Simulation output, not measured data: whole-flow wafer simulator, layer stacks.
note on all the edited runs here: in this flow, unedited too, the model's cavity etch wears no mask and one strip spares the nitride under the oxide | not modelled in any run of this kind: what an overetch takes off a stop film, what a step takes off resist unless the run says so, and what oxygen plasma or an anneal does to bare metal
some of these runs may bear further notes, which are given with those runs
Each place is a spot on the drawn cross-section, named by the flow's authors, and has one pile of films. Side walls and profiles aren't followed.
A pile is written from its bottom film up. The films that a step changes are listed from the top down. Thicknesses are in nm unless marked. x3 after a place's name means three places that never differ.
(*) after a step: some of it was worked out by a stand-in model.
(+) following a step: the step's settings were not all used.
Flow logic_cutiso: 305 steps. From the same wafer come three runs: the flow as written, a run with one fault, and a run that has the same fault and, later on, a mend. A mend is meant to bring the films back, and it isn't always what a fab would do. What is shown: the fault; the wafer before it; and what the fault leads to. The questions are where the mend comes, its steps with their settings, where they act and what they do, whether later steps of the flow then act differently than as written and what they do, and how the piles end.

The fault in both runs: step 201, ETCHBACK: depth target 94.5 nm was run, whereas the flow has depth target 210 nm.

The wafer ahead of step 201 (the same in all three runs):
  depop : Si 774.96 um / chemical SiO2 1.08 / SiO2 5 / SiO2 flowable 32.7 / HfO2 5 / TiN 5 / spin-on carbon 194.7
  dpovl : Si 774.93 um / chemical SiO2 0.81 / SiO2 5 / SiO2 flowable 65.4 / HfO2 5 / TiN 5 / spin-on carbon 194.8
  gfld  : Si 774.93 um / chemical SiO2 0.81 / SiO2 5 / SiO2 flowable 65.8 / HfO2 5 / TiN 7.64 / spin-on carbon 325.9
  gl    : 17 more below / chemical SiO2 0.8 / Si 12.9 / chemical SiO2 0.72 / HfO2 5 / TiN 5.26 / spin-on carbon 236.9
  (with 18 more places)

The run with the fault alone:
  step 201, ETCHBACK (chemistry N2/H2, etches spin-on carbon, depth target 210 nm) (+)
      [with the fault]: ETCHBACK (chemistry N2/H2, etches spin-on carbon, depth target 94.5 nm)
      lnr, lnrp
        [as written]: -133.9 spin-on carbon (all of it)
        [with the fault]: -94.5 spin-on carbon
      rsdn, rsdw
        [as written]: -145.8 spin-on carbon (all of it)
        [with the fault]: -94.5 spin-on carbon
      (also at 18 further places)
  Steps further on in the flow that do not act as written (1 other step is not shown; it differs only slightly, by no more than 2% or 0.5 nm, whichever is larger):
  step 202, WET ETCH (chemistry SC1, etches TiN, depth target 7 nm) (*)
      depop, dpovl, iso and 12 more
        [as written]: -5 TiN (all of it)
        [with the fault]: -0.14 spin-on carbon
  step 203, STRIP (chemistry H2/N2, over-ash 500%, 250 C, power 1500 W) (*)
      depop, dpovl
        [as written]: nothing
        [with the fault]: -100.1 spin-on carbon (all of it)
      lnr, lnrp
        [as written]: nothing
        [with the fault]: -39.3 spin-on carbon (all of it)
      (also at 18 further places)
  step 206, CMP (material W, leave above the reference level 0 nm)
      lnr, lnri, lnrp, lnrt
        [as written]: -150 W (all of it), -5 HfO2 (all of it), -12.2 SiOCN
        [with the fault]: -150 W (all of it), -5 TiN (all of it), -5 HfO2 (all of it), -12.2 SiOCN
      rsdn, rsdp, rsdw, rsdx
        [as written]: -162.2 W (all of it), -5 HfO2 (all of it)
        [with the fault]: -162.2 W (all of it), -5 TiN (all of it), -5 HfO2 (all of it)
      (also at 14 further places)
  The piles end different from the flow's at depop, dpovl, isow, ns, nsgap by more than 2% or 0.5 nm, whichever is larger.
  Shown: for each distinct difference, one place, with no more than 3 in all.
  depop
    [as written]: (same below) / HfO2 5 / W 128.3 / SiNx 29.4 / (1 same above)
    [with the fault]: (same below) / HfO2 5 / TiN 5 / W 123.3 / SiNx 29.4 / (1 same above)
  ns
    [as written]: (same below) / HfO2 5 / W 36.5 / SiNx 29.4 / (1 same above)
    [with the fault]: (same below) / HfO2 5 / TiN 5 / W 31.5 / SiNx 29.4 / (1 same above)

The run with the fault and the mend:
  The mend stands after step 201.
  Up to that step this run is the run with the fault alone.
  step 201a, ETCHBACK (chemistry N2/H2, etches spin-on carbon, depth target 115.5 nm) (+) (the flow's step 201, run once more with other settings)
      gfld, gl, glp, gxf, gxn, gxp, tap
        -115.5 spin-on carbon
      lnr, lnrp
        -39.4 spin-on carbon (all of it)
      rsdn, rsdw
        -51.3 spin-on carbon (all of it)
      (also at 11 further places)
  None of the later steps of the flow acts differently than as written at any place that is followed.
  The piles end the same as the flow's at every place that both follow.
